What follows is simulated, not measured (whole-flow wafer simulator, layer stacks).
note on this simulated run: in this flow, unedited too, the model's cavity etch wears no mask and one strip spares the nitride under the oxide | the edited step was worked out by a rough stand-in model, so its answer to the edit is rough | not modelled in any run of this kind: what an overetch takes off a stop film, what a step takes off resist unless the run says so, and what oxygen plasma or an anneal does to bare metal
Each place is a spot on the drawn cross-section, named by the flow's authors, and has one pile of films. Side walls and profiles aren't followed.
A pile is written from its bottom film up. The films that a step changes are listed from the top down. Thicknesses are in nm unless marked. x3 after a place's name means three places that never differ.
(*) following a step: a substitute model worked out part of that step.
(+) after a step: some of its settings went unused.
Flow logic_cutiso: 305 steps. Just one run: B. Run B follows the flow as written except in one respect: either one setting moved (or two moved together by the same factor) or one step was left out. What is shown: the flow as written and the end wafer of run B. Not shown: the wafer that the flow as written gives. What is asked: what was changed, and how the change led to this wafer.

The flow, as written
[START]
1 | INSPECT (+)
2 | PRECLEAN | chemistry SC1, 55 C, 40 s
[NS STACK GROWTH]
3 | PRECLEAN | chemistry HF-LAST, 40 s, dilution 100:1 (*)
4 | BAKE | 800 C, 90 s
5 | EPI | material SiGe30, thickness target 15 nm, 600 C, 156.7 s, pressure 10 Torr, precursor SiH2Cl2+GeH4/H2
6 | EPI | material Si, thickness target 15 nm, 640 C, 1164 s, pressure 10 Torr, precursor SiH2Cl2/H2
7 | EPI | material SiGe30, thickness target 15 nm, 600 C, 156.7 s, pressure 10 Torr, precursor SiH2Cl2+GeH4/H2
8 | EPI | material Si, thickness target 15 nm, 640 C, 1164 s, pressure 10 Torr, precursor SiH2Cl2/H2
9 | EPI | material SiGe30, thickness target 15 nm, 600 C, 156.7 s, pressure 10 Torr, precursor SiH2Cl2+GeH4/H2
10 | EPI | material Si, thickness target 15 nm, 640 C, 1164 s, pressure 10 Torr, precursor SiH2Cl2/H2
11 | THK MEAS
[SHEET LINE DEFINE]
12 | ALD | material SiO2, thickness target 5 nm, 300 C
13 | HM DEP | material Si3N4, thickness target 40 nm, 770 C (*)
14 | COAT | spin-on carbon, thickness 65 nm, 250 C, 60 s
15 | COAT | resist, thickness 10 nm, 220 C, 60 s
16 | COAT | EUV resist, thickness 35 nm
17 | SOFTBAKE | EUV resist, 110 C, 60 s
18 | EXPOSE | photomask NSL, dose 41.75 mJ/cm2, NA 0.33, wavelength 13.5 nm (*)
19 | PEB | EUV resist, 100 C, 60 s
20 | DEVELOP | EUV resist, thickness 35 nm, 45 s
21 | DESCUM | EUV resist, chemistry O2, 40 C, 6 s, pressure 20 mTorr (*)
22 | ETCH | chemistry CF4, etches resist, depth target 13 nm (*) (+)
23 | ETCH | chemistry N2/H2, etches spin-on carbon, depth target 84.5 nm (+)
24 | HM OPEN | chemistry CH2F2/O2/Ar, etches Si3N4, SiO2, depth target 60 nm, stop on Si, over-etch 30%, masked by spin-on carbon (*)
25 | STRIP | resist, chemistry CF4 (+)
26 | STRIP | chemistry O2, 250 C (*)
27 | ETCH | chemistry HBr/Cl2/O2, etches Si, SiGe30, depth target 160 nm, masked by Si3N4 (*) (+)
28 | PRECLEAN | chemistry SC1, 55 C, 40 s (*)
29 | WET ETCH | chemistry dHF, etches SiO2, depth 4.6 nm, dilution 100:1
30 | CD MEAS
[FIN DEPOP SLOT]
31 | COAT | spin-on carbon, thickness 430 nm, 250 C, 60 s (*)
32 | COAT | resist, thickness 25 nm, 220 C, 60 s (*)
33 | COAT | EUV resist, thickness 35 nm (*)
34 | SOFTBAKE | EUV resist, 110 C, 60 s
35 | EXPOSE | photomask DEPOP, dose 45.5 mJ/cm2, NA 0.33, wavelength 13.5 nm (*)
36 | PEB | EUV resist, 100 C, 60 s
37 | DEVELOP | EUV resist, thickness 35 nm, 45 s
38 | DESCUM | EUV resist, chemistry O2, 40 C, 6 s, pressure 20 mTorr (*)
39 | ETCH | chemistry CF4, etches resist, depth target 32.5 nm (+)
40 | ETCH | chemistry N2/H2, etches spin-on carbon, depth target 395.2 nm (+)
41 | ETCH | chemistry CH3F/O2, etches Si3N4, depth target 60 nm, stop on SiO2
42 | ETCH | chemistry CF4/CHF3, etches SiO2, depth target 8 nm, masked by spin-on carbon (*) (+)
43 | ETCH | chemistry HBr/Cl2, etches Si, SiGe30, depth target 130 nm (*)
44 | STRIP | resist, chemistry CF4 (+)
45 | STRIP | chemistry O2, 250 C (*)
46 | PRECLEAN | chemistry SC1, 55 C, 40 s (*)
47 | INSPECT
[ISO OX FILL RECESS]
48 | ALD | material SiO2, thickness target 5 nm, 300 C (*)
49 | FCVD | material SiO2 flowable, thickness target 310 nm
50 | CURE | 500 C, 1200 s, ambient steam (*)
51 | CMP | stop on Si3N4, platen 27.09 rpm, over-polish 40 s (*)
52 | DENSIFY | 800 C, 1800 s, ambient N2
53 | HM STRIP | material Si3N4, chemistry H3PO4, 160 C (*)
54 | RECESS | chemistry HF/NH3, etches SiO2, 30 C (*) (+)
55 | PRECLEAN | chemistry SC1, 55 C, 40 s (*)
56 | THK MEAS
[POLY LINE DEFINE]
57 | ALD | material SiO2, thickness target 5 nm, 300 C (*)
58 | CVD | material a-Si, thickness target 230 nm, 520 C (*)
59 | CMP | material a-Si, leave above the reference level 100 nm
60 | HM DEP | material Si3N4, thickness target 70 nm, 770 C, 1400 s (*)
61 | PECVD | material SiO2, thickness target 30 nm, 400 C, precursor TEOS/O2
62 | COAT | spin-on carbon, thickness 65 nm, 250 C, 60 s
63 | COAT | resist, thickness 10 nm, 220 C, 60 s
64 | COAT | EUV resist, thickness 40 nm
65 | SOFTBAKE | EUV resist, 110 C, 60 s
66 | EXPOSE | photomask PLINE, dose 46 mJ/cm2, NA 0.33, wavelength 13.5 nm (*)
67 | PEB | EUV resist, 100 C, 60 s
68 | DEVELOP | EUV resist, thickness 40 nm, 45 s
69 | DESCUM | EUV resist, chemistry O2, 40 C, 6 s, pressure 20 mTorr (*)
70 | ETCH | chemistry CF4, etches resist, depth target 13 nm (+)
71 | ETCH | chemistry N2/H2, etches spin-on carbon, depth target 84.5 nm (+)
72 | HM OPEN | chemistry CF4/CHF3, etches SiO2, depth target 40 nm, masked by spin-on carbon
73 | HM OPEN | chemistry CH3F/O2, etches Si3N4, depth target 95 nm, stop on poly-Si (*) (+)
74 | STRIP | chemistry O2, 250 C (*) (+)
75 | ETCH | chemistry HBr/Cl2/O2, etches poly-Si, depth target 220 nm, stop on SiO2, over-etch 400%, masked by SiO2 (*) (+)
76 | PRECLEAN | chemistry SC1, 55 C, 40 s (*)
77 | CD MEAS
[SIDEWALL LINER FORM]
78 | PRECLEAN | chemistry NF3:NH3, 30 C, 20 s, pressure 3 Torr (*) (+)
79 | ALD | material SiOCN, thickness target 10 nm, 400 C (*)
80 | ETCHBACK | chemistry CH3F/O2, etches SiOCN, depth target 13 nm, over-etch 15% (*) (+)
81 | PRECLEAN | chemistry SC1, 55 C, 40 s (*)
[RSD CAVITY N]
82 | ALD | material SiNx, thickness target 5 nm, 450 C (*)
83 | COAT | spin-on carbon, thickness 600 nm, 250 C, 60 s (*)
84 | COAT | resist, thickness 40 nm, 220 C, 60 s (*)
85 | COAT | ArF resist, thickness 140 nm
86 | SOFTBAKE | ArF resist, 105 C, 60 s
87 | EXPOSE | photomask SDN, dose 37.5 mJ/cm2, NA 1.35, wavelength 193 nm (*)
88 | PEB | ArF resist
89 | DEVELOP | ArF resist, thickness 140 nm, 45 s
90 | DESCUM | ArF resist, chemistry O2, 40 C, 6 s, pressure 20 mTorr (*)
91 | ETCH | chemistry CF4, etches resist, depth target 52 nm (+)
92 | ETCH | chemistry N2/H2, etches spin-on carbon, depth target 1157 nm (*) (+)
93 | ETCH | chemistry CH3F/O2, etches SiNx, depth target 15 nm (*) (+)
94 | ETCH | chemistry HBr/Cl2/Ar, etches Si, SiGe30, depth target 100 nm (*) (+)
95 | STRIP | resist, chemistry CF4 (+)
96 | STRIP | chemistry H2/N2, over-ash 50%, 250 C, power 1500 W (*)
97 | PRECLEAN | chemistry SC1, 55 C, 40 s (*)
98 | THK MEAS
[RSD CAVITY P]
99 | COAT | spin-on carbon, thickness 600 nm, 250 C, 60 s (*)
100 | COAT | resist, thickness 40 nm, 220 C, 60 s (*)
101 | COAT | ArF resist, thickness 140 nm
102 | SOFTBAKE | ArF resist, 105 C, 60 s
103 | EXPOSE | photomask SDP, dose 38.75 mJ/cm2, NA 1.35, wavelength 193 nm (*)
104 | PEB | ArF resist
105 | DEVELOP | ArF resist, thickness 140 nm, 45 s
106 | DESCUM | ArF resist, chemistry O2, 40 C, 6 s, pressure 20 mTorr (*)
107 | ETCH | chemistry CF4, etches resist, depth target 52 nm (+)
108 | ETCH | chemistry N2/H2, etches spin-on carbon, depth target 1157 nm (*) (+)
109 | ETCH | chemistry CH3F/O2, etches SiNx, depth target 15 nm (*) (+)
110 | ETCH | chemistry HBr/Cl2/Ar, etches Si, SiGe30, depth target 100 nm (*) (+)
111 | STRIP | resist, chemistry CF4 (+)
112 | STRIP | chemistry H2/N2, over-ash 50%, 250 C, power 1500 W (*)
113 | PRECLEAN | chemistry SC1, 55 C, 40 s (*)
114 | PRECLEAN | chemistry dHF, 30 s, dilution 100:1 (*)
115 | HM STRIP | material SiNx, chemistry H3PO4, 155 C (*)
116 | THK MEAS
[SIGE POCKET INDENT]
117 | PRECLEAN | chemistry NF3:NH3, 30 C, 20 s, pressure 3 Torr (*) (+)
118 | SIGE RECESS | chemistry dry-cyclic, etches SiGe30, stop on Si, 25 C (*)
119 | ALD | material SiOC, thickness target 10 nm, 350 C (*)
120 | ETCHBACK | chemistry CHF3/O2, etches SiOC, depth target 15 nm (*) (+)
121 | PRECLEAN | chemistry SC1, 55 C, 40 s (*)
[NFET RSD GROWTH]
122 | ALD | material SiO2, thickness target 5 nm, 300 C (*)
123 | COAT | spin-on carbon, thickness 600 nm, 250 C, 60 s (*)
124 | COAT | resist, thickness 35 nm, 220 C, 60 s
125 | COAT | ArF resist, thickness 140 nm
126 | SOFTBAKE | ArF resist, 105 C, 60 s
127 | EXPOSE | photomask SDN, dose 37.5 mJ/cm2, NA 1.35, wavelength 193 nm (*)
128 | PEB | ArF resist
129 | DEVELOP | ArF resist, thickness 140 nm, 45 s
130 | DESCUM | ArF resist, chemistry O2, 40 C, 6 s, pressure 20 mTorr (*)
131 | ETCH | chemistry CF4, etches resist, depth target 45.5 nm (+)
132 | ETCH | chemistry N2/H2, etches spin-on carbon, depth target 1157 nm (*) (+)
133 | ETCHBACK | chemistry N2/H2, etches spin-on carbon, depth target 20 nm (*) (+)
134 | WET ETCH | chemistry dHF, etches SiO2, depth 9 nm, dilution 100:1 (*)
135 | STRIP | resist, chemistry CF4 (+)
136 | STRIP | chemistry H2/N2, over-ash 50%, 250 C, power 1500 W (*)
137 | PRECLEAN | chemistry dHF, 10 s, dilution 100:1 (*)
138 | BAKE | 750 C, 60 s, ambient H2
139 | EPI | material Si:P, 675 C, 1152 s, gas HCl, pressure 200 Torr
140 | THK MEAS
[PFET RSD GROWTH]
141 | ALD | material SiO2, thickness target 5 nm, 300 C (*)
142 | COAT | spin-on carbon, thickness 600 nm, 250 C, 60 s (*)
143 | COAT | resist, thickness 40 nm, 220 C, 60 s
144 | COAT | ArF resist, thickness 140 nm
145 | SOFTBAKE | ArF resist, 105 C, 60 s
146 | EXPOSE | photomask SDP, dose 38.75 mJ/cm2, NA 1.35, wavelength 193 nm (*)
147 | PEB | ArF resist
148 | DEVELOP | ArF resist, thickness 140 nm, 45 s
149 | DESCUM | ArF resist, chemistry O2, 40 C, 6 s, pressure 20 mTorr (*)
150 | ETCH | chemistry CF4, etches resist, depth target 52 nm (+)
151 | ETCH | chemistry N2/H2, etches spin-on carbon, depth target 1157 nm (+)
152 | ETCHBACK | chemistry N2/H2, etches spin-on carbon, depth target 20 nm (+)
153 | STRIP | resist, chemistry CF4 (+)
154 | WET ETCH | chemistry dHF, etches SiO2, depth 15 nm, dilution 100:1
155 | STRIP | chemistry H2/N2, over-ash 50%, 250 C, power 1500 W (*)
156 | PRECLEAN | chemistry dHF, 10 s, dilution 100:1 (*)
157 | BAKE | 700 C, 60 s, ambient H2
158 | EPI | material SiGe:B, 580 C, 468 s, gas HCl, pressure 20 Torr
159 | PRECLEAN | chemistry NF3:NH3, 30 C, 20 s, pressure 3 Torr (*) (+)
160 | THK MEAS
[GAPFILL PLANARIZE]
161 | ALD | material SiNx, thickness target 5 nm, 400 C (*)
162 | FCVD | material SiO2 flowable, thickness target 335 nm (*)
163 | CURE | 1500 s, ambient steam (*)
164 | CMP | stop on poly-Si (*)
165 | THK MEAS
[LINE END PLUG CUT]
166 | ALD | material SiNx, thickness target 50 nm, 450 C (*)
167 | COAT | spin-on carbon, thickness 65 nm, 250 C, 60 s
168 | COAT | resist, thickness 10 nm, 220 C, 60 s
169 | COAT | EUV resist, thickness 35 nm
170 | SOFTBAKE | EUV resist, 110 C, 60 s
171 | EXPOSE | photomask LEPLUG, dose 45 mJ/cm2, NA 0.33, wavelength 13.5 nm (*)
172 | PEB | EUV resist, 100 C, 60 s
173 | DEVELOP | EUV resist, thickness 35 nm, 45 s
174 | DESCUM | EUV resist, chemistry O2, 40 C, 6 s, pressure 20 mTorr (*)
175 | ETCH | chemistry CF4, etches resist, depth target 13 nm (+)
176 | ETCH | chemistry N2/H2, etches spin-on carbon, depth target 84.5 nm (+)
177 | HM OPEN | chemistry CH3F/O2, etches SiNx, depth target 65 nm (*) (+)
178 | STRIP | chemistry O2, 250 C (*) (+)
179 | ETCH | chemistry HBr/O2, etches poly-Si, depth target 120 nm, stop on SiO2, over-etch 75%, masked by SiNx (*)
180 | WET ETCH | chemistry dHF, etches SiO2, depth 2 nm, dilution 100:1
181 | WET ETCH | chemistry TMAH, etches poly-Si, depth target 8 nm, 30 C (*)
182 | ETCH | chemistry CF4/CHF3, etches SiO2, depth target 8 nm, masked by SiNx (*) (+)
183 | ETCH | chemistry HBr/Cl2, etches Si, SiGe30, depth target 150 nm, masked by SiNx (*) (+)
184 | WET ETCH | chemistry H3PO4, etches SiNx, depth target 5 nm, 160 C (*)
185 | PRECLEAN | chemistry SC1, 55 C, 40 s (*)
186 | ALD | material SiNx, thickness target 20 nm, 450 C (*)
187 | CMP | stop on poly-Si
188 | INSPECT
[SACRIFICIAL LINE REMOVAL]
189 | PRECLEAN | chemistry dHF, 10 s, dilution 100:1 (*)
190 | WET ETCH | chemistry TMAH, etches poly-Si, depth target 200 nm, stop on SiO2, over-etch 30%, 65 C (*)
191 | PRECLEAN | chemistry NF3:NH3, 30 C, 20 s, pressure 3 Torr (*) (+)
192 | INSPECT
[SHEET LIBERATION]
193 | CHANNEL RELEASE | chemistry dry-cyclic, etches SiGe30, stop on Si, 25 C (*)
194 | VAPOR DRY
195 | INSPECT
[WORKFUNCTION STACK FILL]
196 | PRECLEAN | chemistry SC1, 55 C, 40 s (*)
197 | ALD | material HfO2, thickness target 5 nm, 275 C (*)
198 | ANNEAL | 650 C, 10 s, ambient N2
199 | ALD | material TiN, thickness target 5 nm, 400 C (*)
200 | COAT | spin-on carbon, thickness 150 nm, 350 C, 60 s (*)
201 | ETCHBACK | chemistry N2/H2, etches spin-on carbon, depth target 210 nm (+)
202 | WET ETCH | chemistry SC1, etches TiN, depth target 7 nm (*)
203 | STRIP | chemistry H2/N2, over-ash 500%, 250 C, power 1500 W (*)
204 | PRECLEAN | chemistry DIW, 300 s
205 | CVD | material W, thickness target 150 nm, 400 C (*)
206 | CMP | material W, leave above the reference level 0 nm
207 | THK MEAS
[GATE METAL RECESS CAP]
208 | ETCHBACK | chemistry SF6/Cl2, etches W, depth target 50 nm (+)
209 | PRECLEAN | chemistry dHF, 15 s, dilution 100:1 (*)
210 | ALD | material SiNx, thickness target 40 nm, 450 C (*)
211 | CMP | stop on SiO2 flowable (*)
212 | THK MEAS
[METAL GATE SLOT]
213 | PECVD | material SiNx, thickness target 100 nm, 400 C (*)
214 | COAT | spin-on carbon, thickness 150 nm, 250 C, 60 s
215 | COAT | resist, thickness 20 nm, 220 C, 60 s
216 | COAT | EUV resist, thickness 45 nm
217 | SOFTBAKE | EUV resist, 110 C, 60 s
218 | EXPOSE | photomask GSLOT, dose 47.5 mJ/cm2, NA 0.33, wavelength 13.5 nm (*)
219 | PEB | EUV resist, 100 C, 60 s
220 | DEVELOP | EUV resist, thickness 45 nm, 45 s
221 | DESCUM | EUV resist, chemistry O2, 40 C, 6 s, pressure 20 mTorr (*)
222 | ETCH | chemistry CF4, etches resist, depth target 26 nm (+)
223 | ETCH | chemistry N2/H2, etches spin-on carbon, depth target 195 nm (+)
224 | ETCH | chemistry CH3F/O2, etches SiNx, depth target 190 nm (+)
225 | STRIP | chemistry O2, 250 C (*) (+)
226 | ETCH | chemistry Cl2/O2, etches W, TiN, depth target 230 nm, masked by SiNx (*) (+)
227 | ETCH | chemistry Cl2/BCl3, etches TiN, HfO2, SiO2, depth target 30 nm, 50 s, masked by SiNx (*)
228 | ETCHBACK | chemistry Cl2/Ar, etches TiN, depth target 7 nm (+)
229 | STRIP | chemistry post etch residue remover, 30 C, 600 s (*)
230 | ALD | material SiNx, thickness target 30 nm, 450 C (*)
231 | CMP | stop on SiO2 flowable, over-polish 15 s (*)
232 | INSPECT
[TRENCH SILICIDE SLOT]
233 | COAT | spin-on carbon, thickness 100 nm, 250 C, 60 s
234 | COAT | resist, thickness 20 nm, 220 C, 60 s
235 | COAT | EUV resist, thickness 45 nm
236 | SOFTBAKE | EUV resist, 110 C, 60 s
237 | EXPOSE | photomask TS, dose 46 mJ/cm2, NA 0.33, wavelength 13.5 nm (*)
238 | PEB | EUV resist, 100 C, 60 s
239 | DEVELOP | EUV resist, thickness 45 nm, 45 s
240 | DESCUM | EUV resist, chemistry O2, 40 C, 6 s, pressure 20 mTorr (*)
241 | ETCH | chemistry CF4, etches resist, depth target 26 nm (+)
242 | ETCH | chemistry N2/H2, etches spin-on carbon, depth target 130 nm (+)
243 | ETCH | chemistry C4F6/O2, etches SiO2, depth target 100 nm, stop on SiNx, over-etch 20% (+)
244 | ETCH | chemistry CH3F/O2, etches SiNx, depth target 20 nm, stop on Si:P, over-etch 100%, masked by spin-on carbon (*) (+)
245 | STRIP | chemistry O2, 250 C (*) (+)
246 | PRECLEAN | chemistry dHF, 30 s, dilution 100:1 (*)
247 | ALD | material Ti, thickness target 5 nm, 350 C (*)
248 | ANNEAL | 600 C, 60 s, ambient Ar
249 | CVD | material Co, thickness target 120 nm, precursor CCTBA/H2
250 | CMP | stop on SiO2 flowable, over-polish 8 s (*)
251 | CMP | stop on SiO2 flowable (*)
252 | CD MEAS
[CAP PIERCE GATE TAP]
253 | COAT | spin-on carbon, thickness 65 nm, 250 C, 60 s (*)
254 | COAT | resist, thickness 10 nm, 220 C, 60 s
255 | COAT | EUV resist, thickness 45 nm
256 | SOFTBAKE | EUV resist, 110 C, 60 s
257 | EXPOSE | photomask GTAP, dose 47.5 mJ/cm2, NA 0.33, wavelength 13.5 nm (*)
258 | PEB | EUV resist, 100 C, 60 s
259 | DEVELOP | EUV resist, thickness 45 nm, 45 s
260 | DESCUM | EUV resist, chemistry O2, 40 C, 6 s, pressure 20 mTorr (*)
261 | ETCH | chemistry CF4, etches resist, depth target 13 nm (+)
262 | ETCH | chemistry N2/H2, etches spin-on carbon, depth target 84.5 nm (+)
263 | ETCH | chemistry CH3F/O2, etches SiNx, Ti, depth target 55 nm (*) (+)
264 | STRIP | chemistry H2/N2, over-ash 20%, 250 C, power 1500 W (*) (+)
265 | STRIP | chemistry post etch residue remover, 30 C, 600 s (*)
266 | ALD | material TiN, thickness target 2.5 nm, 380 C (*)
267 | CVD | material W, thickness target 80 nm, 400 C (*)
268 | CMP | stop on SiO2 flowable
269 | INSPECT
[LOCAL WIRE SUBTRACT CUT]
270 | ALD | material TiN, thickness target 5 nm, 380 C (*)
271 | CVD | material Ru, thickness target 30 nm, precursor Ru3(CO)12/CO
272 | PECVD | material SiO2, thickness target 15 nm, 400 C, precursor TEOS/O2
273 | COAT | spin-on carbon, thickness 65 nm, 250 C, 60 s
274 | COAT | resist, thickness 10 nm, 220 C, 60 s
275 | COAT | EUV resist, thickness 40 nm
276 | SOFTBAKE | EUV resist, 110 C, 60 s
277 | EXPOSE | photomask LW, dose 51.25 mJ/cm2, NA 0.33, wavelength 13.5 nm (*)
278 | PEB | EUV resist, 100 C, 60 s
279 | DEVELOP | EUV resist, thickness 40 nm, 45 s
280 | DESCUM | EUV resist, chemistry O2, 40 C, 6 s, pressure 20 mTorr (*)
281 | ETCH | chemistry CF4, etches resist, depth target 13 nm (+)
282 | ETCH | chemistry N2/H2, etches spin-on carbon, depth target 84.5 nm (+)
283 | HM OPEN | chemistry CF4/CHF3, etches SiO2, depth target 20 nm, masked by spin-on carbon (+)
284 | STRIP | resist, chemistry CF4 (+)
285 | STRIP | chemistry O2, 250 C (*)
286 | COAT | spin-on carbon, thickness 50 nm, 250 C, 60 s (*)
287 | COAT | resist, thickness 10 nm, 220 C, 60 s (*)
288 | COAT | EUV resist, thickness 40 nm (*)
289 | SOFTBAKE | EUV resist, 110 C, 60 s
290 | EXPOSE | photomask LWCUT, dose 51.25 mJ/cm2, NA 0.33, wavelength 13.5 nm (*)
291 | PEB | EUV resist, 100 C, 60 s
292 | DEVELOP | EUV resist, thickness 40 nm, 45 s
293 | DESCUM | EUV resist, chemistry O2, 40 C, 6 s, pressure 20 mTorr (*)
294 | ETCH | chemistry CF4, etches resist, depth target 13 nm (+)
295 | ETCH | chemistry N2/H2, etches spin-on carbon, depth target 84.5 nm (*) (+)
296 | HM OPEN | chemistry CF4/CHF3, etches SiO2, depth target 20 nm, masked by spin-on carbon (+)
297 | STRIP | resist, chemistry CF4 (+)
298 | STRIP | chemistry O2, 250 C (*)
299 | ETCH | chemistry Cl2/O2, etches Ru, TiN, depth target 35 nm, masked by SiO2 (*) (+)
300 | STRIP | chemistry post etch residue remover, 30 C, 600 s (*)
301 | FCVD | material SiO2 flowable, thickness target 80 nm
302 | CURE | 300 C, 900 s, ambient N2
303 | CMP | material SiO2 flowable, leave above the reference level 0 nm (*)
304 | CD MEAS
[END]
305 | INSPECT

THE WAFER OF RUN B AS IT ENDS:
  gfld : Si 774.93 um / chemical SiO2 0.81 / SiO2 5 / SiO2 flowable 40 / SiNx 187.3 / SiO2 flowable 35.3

What caused this: step 226, ETCH: depth target 138 nm was run, though the flow has depth target 230 nm.

The path from the change to this, step by step:
  226 | ETCH | chemistry Cl2/O2, etches W, TiN, depth target 230 nm, masked by SiNx (*) (+)
      depop, dpovl, gl and 18 more: -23 SiNx (it would be, as written: -30.8 SiNx)
      gfld: -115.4 W (all of it), -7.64 TiN (all of it), -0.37 HfO2 (it would be, as written: -115.4 W (all of it), -7.64 TiN (all of it), -1.54 HfO2)
  227 | ETCH | chemistry Cl2/BCl3, etches TiN, HfO2, SiO2, depth target 30 nm, 50 s, masked by SiNx (*)
      gfld: -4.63 HfO2 (all of it), -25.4 SiO2 flowable (it would be, as written: -3.46 HfO2 (all of it), -26.5 SiO2 flowable)
  230 | ALD | material SiNx, thickness target 30 nm, 450 C (*)
      gfld: +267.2 SiNx (new film) (it would be, as written: +260.6 SiNx (new film))
  231 | CMP | stop on SiO2 flowable, over-polish 15 s (*)
      depop, dpovl, gfld and 10 more: -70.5 SiNx (it would be, as written: -62.7 SiNx)
      lnr, lnri, lnrp, lnrt: -68.7 SiNx (all of it), -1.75 SiOCN (it would be, as written: -61 SiNx (all of it), -1.75 SiOCN)
      (as well as at 5 more places)
